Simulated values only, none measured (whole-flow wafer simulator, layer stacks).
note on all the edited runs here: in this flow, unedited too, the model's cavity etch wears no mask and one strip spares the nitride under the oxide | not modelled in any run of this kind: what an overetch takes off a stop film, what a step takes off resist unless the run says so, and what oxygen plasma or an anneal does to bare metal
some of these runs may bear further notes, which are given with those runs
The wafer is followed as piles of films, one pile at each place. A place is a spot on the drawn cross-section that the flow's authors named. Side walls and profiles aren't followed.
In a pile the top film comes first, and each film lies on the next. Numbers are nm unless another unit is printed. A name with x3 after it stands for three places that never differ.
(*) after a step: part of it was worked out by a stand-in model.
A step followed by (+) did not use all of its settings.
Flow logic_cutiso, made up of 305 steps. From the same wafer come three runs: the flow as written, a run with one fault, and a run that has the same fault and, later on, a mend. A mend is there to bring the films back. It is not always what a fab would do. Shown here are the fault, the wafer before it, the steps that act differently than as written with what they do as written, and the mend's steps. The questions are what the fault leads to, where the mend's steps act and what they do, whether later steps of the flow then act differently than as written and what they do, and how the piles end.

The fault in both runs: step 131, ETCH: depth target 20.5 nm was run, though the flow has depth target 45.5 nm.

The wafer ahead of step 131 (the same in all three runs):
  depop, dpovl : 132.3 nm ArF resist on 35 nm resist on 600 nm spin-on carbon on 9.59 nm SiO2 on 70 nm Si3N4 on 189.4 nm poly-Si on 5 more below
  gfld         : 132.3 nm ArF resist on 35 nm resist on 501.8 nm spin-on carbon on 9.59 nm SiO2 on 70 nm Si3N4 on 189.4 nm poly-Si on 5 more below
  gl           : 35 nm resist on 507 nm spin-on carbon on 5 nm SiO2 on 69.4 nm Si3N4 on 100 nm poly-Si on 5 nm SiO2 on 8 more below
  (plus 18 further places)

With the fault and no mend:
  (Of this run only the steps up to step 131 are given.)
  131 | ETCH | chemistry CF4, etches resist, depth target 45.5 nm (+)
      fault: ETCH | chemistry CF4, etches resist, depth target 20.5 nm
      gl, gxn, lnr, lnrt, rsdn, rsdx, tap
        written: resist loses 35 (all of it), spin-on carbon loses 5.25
        fault: resist loses 20.5
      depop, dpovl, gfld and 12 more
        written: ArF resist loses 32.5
        fault: ArF resist loses 14.6
  After step 131, at depop, dpovl, gfld and 19 more, the piles differ from the flow's by more than 2% or 0.5 nm, whichever is larger.
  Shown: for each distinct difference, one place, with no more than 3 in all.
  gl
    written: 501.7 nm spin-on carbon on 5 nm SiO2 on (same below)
    fault: 14.5 nm resist on 507 nm spin-on carbon on 5 nm SiO2 on (same below)
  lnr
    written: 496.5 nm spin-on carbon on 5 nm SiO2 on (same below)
    fault: 14.5 nm resist on 501.8 nm spin-on carbon on 5 nm SiO2 on (same below)
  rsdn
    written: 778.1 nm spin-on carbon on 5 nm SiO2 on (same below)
    fault: 14.5 nm resist on 783.3 nm spin-on carbon on 5 nm SiO2 on (same below)

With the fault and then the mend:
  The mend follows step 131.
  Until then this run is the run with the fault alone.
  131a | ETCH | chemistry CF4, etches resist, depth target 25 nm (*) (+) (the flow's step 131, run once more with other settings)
      depop, dpovl, gfld and 12 more
        ArF resist loses 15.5
      gl, gxn, lnrt, rsdn, rsdx, tap
        resist loses 14.5 (all of it), spin-on carbon loses 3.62
      lnr
        resist loses 14.5 (all of it), spin-on carbon loses 3.63
  Steps later in the flow that act otherwise than as written (4 other steps are not shown; they differ only slightly, by no more than 2% or 0.5 nm, whichever is larger):
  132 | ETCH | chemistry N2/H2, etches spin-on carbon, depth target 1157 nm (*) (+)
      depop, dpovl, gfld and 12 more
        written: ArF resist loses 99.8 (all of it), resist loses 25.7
        mend: ArF resist loses 102.2 (all of it), resist loses 25.7
  The piles end the same as the flow's at every place that both follow.
